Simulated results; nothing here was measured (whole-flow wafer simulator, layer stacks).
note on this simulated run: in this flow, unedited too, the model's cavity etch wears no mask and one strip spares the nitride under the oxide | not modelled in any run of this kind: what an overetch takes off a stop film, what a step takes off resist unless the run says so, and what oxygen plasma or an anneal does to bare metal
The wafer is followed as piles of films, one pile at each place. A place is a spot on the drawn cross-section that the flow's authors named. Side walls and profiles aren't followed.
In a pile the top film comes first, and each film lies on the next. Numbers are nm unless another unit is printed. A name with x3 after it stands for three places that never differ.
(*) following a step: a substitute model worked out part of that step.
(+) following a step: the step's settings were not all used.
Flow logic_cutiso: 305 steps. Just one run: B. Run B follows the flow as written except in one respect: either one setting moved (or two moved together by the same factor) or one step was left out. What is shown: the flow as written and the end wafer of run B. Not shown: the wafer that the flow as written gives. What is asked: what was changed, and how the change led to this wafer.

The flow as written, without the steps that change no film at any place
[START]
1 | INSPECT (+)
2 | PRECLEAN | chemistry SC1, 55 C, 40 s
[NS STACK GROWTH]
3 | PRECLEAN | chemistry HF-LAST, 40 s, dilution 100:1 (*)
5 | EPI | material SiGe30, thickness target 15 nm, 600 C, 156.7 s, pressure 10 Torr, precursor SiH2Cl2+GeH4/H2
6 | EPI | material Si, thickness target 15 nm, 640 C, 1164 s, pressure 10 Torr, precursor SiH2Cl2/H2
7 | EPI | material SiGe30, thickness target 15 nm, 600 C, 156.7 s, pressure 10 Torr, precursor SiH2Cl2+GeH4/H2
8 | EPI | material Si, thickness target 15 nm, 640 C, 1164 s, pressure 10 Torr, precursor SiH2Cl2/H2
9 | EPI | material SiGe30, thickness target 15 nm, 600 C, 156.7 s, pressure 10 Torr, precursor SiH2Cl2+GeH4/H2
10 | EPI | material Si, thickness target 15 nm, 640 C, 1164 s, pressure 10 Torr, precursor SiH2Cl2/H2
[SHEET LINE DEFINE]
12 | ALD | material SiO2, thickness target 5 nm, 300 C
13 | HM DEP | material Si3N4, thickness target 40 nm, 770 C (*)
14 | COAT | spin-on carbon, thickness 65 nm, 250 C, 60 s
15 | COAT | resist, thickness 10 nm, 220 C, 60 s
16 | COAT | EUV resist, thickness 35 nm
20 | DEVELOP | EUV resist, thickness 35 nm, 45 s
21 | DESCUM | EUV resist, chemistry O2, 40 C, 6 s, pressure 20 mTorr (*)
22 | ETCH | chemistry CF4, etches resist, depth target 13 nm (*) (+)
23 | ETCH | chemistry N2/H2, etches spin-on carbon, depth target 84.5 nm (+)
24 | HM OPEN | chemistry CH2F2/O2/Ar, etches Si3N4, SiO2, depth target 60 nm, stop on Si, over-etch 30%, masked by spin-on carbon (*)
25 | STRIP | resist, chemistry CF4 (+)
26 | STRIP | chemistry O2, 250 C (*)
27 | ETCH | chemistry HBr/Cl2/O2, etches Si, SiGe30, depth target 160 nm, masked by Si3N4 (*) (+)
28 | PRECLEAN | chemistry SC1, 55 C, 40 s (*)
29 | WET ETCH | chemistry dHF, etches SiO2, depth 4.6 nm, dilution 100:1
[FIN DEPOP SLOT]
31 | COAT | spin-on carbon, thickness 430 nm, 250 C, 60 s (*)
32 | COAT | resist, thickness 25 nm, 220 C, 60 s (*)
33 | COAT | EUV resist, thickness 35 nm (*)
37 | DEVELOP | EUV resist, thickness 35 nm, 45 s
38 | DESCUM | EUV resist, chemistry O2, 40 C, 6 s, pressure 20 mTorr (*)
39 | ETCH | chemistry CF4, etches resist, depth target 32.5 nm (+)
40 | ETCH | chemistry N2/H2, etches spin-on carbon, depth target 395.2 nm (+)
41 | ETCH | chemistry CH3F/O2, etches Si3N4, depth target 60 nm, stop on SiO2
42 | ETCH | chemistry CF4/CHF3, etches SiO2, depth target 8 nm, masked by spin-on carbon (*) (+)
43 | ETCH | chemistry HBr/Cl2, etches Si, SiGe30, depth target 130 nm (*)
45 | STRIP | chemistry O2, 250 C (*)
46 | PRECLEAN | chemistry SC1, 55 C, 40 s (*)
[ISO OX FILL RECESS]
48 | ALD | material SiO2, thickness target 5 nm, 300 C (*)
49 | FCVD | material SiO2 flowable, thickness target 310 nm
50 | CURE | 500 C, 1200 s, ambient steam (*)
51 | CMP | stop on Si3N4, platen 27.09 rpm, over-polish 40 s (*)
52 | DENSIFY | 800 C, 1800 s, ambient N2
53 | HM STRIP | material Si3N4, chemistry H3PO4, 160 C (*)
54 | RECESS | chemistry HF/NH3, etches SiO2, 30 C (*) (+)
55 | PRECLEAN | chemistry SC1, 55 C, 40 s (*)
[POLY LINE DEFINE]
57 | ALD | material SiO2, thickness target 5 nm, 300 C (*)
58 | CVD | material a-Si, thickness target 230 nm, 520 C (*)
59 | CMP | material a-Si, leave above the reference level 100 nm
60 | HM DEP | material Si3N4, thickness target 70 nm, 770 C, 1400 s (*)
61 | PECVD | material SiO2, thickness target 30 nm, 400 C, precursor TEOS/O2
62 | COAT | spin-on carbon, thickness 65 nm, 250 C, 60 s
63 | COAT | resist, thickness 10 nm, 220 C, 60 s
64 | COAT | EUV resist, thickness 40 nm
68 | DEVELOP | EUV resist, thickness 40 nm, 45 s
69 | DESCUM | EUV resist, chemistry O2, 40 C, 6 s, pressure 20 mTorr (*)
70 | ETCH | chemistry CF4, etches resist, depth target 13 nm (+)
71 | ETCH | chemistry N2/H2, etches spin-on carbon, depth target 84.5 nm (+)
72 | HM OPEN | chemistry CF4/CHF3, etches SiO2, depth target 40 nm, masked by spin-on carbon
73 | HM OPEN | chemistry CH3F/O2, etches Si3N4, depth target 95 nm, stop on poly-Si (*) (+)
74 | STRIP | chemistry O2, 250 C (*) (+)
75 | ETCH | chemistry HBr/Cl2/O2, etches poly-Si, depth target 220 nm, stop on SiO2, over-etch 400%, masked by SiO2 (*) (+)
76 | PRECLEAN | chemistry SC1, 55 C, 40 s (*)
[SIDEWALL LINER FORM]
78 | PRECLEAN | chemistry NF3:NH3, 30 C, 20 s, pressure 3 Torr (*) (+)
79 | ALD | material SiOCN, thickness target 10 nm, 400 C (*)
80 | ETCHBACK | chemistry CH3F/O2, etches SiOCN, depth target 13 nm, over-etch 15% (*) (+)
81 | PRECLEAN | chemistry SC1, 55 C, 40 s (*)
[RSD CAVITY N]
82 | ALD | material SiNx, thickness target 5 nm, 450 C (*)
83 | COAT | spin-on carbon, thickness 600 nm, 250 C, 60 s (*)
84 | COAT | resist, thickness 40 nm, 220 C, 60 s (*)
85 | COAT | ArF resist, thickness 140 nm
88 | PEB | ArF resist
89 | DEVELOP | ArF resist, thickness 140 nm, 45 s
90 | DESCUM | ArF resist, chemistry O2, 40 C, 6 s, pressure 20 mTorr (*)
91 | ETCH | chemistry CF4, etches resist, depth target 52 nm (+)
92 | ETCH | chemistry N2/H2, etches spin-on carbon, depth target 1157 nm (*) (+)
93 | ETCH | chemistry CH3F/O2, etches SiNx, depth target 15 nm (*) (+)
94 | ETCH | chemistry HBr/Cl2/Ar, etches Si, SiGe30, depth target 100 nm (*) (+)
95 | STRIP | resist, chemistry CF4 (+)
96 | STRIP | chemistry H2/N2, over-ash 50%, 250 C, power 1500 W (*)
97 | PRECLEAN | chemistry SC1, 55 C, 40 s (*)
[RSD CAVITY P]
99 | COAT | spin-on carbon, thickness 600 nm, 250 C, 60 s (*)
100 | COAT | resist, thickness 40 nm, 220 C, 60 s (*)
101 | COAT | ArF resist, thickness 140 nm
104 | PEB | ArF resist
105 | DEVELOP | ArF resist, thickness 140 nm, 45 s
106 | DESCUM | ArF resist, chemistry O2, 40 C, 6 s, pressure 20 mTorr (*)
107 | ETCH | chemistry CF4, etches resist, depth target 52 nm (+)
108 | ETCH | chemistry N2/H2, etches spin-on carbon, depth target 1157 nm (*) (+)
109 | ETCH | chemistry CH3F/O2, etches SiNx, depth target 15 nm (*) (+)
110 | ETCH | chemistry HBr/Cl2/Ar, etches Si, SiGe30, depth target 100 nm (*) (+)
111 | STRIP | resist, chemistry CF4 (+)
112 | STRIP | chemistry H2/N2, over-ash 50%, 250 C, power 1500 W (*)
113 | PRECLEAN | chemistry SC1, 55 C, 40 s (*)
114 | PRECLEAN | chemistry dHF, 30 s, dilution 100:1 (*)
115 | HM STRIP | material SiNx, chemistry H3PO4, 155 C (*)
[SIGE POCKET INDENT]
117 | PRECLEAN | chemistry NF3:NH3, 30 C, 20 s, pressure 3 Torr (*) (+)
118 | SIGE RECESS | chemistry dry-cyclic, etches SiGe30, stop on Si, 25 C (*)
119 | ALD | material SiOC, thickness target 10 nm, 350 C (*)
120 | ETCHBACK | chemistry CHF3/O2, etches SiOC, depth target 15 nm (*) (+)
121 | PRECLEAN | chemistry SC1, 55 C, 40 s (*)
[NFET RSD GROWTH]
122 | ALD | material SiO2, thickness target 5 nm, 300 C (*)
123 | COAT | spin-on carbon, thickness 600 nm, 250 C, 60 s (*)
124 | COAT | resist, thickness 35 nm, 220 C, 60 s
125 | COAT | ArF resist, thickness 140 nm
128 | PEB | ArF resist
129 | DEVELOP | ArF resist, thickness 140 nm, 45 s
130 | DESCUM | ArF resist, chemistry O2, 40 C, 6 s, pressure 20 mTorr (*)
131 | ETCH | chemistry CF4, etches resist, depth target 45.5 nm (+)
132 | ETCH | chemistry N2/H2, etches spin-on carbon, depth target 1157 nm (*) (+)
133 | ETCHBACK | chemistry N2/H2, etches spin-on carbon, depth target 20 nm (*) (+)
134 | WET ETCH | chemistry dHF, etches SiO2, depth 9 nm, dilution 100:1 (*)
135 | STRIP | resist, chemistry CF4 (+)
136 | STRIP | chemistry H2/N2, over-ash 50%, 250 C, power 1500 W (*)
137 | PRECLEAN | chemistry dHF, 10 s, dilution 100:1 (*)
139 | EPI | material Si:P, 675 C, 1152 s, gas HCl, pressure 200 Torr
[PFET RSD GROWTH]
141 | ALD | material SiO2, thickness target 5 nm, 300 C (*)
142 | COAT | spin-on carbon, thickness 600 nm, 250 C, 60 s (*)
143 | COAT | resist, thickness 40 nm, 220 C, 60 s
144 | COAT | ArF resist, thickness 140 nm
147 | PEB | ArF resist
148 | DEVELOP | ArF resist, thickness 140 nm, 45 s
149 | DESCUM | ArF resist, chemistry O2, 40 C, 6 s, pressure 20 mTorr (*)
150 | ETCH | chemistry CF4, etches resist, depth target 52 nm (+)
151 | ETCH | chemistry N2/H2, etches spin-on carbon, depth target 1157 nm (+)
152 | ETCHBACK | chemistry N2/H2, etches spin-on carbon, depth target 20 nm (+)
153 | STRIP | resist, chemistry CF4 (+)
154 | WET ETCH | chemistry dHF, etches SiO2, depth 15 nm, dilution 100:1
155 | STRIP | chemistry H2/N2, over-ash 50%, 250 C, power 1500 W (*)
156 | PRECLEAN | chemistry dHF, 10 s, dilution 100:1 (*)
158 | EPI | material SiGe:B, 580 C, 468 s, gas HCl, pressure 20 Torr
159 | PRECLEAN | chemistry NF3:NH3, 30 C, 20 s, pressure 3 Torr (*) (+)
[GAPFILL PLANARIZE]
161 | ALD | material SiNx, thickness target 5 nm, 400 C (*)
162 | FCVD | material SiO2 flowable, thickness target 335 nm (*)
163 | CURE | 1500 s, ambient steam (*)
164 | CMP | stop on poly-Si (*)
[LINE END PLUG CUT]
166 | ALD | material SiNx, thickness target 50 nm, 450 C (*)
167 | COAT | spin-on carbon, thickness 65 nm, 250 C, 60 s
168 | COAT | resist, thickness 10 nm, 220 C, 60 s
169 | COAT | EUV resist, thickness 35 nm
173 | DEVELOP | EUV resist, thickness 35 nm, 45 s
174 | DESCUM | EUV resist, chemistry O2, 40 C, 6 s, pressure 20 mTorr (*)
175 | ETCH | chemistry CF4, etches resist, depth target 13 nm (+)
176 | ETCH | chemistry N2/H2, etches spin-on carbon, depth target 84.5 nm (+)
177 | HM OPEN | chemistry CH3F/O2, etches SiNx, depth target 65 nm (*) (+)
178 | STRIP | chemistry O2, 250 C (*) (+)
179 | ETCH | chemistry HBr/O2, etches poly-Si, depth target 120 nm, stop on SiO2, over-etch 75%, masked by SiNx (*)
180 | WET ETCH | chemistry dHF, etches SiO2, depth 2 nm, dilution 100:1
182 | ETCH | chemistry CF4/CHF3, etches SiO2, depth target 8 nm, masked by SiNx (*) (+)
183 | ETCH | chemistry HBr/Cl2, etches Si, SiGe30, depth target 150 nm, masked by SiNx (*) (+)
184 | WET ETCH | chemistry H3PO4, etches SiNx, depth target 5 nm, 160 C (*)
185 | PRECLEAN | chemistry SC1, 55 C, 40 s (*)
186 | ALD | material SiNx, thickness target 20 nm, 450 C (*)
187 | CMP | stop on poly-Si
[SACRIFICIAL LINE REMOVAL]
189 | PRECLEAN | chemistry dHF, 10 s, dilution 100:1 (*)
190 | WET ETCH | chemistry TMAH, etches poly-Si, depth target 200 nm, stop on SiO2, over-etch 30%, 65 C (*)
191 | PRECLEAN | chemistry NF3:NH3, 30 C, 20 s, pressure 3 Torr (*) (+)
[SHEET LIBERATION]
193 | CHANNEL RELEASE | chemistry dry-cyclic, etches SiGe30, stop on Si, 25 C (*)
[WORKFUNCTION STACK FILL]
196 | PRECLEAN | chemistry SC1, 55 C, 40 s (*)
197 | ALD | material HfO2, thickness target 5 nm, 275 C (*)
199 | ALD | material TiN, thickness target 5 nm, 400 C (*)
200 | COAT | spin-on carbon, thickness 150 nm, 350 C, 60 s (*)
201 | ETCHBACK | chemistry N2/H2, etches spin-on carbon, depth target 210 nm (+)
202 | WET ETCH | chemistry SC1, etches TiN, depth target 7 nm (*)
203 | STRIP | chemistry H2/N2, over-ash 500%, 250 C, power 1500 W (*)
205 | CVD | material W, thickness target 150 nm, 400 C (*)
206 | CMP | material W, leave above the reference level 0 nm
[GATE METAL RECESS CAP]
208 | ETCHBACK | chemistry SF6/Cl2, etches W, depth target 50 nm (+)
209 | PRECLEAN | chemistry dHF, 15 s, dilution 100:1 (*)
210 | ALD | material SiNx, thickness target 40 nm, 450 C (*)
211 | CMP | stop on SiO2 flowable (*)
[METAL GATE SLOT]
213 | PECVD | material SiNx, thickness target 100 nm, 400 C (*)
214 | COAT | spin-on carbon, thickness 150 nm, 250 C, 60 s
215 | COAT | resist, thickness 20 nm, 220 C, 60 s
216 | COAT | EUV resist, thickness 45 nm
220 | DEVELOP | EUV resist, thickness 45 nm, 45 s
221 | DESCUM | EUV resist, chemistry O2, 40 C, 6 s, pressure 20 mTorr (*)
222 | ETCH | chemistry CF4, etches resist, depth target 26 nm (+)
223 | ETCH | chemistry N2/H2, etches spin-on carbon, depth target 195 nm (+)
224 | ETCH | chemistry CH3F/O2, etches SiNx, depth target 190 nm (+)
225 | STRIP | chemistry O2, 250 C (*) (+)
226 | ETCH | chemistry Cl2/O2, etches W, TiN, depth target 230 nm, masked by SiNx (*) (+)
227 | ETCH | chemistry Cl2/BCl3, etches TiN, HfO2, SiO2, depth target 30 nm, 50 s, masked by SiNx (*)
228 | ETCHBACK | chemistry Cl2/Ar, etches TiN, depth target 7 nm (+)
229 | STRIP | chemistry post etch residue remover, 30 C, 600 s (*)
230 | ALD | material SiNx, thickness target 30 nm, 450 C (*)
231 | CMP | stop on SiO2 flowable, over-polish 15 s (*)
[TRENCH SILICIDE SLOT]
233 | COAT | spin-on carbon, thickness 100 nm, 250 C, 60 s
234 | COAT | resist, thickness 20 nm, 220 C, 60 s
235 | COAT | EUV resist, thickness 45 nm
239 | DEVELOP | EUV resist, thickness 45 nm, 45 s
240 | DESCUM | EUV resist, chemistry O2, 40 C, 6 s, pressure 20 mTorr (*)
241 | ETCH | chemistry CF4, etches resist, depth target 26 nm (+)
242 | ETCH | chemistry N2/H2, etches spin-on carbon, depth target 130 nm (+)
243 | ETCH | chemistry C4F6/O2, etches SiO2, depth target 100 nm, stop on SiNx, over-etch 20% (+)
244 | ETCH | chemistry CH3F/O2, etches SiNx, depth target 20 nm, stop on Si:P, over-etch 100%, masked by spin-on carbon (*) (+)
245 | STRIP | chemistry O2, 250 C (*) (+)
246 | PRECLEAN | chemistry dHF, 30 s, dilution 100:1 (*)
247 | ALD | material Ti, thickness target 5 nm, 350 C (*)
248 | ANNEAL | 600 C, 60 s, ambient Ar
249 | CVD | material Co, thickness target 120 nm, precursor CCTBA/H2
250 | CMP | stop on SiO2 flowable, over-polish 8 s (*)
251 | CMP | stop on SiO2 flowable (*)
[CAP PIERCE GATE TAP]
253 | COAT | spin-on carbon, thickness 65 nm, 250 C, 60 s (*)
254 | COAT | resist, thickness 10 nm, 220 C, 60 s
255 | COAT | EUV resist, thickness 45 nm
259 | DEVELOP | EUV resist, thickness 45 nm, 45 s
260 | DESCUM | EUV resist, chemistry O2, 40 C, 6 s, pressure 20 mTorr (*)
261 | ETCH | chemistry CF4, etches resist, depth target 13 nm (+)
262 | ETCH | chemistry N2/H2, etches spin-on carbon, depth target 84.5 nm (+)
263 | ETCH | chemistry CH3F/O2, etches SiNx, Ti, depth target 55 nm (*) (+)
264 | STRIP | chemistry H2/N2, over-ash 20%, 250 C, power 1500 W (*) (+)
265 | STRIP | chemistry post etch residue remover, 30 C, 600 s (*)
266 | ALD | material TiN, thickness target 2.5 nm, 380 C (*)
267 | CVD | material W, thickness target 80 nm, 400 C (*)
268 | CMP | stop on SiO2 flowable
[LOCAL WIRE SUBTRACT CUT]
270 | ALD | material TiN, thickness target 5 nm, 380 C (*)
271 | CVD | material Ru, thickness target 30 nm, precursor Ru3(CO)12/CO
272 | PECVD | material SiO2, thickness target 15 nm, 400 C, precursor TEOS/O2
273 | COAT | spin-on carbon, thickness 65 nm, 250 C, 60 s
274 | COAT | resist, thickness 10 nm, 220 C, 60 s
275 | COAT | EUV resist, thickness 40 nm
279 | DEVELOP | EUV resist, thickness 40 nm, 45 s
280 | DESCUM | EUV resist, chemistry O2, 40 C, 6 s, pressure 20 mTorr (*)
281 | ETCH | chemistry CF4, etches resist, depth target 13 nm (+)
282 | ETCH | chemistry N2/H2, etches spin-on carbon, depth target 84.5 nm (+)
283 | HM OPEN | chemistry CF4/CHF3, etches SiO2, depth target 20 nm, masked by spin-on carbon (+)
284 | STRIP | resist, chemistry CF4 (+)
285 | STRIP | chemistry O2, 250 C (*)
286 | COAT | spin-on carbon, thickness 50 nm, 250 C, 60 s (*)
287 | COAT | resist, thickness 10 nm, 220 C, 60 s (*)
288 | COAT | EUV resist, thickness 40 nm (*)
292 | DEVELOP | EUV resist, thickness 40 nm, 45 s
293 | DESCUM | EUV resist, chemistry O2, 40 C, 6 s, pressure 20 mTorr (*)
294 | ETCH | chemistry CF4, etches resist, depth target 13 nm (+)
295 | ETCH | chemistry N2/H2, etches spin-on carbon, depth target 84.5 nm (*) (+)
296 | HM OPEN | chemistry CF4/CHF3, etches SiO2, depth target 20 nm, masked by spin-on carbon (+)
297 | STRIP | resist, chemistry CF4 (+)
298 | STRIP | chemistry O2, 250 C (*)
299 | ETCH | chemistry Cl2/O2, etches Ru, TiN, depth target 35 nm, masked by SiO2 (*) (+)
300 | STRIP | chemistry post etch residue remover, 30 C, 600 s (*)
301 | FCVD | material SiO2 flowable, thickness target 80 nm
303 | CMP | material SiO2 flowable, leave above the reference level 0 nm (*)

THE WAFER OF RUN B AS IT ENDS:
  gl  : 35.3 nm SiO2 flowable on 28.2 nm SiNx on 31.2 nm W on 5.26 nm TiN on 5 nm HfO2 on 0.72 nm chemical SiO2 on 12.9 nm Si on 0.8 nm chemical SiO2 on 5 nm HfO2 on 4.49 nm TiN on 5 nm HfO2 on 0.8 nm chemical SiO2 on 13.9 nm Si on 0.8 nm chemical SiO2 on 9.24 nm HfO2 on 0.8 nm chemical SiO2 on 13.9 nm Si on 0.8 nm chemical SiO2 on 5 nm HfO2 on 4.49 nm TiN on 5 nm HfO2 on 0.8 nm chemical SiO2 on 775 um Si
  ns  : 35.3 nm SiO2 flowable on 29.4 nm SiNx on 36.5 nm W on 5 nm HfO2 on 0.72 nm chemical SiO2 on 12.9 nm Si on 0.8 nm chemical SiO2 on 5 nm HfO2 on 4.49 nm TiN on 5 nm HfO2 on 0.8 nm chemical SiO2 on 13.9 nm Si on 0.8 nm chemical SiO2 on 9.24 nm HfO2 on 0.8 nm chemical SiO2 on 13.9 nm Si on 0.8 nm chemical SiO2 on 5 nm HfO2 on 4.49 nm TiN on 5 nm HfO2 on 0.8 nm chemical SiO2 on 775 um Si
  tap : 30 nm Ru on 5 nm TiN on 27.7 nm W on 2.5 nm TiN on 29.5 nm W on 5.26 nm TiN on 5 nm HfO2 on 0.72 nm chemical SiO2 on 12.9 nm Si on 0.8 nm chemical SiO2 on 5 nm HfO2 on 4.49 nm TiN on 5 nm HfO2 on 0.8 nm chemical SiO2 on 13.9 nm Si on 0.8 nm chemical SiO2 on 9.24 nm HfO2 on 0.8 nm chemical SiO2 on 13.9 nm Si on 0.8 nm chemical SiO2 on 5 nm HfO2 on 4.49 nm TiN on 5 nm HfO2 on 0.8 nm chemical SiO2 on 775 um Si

The reason: step 7, EPI: thickness target 9.8 nm was run, though the flow has thickness target 15 nm; step 7, EPI: 101.9 s was run, where the flow has 156.7 s.

How this came from the change, step by step:
  7 | EPI | material SiGe30, thickness target 15 nm, 600 C, 156.7 s, pressure 10 Torr, precursor SiH2Cl2+GeH4/H2
      depop, dpovl, gfld and 19 more: +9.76 SiGe30 (new film) (it would be, as written: +15 SiGe30 (new film))
  27 | ETCH | chemistry HBr/Cl2/O2, etches Si, SiGe30, depth target 160 nm, masked by Si3N4 (*) (+)
      gfld, gxf, iso, lnri: -0.79 chemical SiO2 (all of it), -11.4 Si (all of it), -15 SiGe30 (all of it), -15 Si (all of it), -9.76 SiGe30 (all of it), -15 Si (all of it), -15 SiGe30 (all of it), -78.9 Si (it would be, as written: -0.79 chemical SiO2 (all of it), -11.4 Si (all of it), -15 SiGe30 (all of it), -15 Si (all of it), -15 SiGe30 (all of it), -15 Si (all of it), -15 SiGe30 (all of it), -73.6 Si)
      dpovl, nsgap: -0.79 chemical SiO2 (all of it), -11.8 Si (all of it), -15 SiGe30 (all of it), -15 Si (all of it), -9.76 SiGe30 (all of it), -15 Si (all of it), -15 SiGe30 (all of it), -78.5 Si (it would be, as written: -0.79 chemical SiO2 (all of it), -11.8 Si (all of it), -15 SiGe30 (all of it), -15 Si (all of it), -15 SiGe30 (all of it), -15 Si (all of it), -15 SiGe30 (all of it), -73.2 Si)
      (and at 1 other place as well)
  43 | ETCH | chemistry HBr/Cl2, etches Si, SiGe30, depth target 130 nm (*)
      depop: -14 Si (all of it), -15 SiGe30 (all of it), -15 Si (all of it), -9.76 SiGe30 (all of it), -15 Si (all of it), -15 SiGe30 (all of it), -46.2 Si (it would be, as written: -14 Si (all of it), -15 SiGe30 (all of it), -15 Si (all of it), -15 SiGe30 (all of it), -15 Si (all of it), -15 SiGe30 (all of it), -41 Si)
  94 | ETCH | chemistry HBr/Cl2/Ar, etches Si, SiGe30, depth target 100 nm (*) (+)
      rsdn, rsdx: -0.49 chemical SiO2 (all of it), -12.8 Si (all of it), -15 SiGe30 (all of it), -15 Si (all of it), -9.76 SiGe30 (all of it), -15 Si (all of it), -15 SiGe30 (all of it), -17.4 Si (it would be, as written: -0.49 chemical SiO2 (all of it), -12.8 Si (all of it), -15 SiGe30 (all of it), -15 Si (all of it), -15 SiGe30 (all of it), -15 Si (all of it), -15 SiGe30 (all of it), -12.2 Si)
  110 | ETCH | chemistry HBr/Cl2/Ar, etches Si, SiGe30, depth target 100 nm (*) (+)
      rsdp, rsdw: -0.49 chemical SiO2 (all of it), -12.8 Si (all of it), -15 SiGe30 (all of it), -15 Si (all of it), -9.76 SiGe30 (all of it), -15 Si (all of it), -15 SiGe30 (all of it), -17.4 Si (it would be, as written: -0.49 chemical SiO2 (all of it), -12.8 Si (all of it), -15 SiGe30 (all of it), -15 Si (all of it), -15 SiGe30 (all of it), -15 Si (all of it), -15 SiGe30 (all of it), -12.2 Si)
  118 | SIGE RECESS | chemistry dry-cyclic, etches SiGe30, stop on Si, 25 C (*)
      lnr, lnrp, lnrt: -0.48 SiOCN, -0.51 Si, +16 cavity (new film), -15 SiGe30 (all of it), -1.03 Si, +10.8 cavity (new film), -9.76 SiGe30 (all of it), -1.03 Si, +16 cavity (new film), -15 SiGe30 (all of it), -0.51 Si (it would be, as written: -0.48 SiOCN, -0.51 Si, +16 cavity (new film), -15 SiGe30 (all of it), -1.03 Si, +16 cavity (new film), -15 SiGe30 (all of it), -1.03 Si, +16 cavity (new film), -15 SiGe30 (all of it), -0.51 Si)
  119 | ALD | material SiOC, thickness target 10 nm, 350 C (*)
      lnr, lnrp, lnrt: +10 SiOC (new film), +16 SiOC (new film), -16 cavity (all of it), +10.8 SiOC (new film), -10.8 cavity (all of it), +16 SiOC (new film), -16 cavity (all of it) (it would be, as written: +10 SiOC (new film), +16 SiOC (new film), -16 cavity (all of it), +16 SiOC (new film), -16 cavity (all of it), +16 SiOC (new film), -16 cavity (all of it))
  183 | ETCH | chemistry HBr/Cl2, etches Si, SiGe30, depth target 150 nm, masked by SiNx (*) (+)
      plug: -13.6 Si (all of it), -15 SiGe30 (all of it), -15 Si (all of it), -9.76 SiGe30 (all of it), -15 Si (all of it), -15 SiGe30 (all of it), -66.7 Si (it would be, as written: -13.6 Si (all of it), -15 SiGe30 (all of it), -15 Si (all of it), -15 SiGe30 (all of it), -15 Si (all of it), -15 SiGe30 (all of it), -61.4 Si)
  193 | CHANNEL RELEASE | chemistry dry-cyclic, etches SiGe30, stop on Si, 25 C (*)
      gl, glp, gxn, gxp, ns, tap: +0.8 chemical SiO2 (new film), -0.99 Si, +0.8 chemical SiO2 (new film), +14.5 cavity (new film), +0.8 chemical SiO2 (new film), -15 SiGe30 (all of it), -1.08 Si, +0.8 chemical SiO2 (new film), +9.24 cavity (new film), +0.8 chemical SiO2 (new film), -9.76 SiGe30 (all of it), -1.08 Si, +0.8 chemical SiO2 (new film), +14.5 cavity (new film), +0.8 chemical SiO2 (new film), -15 SiGe30 (all of it), -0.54 Si (it would be, as written: +0.8 chemical SiO2 (new film), -0.99 Si, +0.8 chemical SiO2 (new film), +14.5 cavity (new film), +0.8 chemical SiO2 (new film), -15 SiGe30 (all of it), -1.08 Si, +0.8 chemical SiO2 (new film), +14.5 cavity (new film), +0.8 chemical SiO2 (new film), -15 SiGe30 (all of it), -1.08 Si, +0.8 chemical SiO2 (new film), +14.5 cavity (new film), +0.8 chemical SiO2 (new film), -15 SiGe30 (all of it), -0.54 Si)
  197 | ALD | material HfO2, thickness target 5 nm, 275 C (*)
      gl, glp, gxn, gxp, ns, tap: +5 HfO2 (new film), +5 HfO2 (new film), -10 cavity, +5 HfO2 (new film), +9.24 HfO2 (new film), -9.24 cavity (all of it), +5 HfO2 (new film), -10 cavity, +5 HfO2 (new film) (it would be, as written: +5 HfO2 (new film), +5 HfO2 (new film), -10 cavity, +5 HfO2 (new film), +5 HfO2 (new film), -10 cavity, +5 HfO2 (new film), +5 HfO2 (new film), -10 cavity, +5 HfO2 (new film))
  199 | ALD | material TiN, thickness target 5 nm, 400 C (*)
      gl, glp, tap: +5.26 TiN (new film), +4.49 TiN (new film), -4.49 cavity (all of it), +4.49 TiN (new film), -4.49 cavity (all of it) (it would be, as written: +5.26 TiN (new film), +4.49 TiN (new film), -4.49 cavity (all of it), +4.49 TiN (new film), -4.49 cavity (all of it), +4.49 TiN (new film), -4.49 cavity (all of it))
      gxn, gxp, ns: +5 TiN (new film), +4.49 TiN (new film), -4.49 cavity (all of it), +4.49 TiN (new film), -4.49 cavity (all of it) (it would be, as written: +5 TiN (new film), +4.49 TiN (new film), -4.49 cavity (all of it), +4.49 TiN (new film), -4.49 cavity (all of it), +4.49 TiN (new film), -4.49 cavity (all of it))
If metal films that touch count as one body, gl has 3 bodies (between them, from the top down: HfO2 5 / chemical SiO2 0.72 / Si 12.9 / chemical SiO2 0.8 / HfO2 5; HfO2 5 / chemical SiO2 0.8 / Si 13.9 / chemical SiO2 0.8 / HfO2 9.24 / chemical SiO2 0.8 / Si 13.9 / chemical SiO2 0.8 / HfO2 5); the flow as written gives 4 bodies (between them, from the top down: HfO2 5 / chemical SiO2 0.72 / Si 12.9 / chemical SiO2 0.8 / HfO2 5; HfO2 5 / chemical SiO2 0.8 / Si 13.9 / chemical SiO2 0.8 / HfO2 5; HfO2 5 / chemical SiO2 0.8 / Si 13.9 / chemical SiO2 0.8 / HfO2 5).
If metal films that touch count as one body, ns has 3 bodies (between them, from the top down: HfO2 5 / chemical SiO2 0.72 / Si 12.9 / chemical SiO2 0.8 / HfO2 5; HfO2 5 / chemical SiO2 0.8 / Si 13.9 / chemical SiO2 0.8 / HfO2 9.24 / chemical SiO2 0.8 / Si 13.9 / chemical SiO2 0.8 / HfO2 5); the flow as written gives 4 bodies (between them, from the top down: HfO2 5 / chemical SiO2 0.72 / Si 12.9 / chemical SiO2 0.8 / HfO2 5; HfO2 5 / chemical SiO2 0.8 / Si 13.9 / chemical SiO2 0.8 / HfO2 5; HfO2 5 / chemical SiO2 0.8 / Si 13.9 / chemical SiO2 0.8 / HfO2 5).
If metal films that touch count as one body, tap has 3 bodies (between them, from the top down: HfO2 5 / chemical SiO2 0.72 / Si 12.9 / chemical SiO2 0.8 / HfO2 5; HfO2 5 / chemical SiO2 0.8 / Si 13.9 / chemical SiO2 0.8 / HfO2 9.24 / chemical SiO2 0.8 / Si 13.9 / chemical SiO2 0.8 / HfO2 5); the flow as written gives 4 bodies (between them, from the top down: HfO2 5 / chemical SiO2 0.72 / Si 12.9 / chemical SiO2 0.8 / HfO2 5; HfO2 5 / chemical SiO2 0.8 / Si 13.9 / chemical SiO2 0.8 / HfO2 5; HfO2 5 / chemical SiO2 0.8 / Si 13.9 / chemical SiO2 0.8 / HfO2 5).
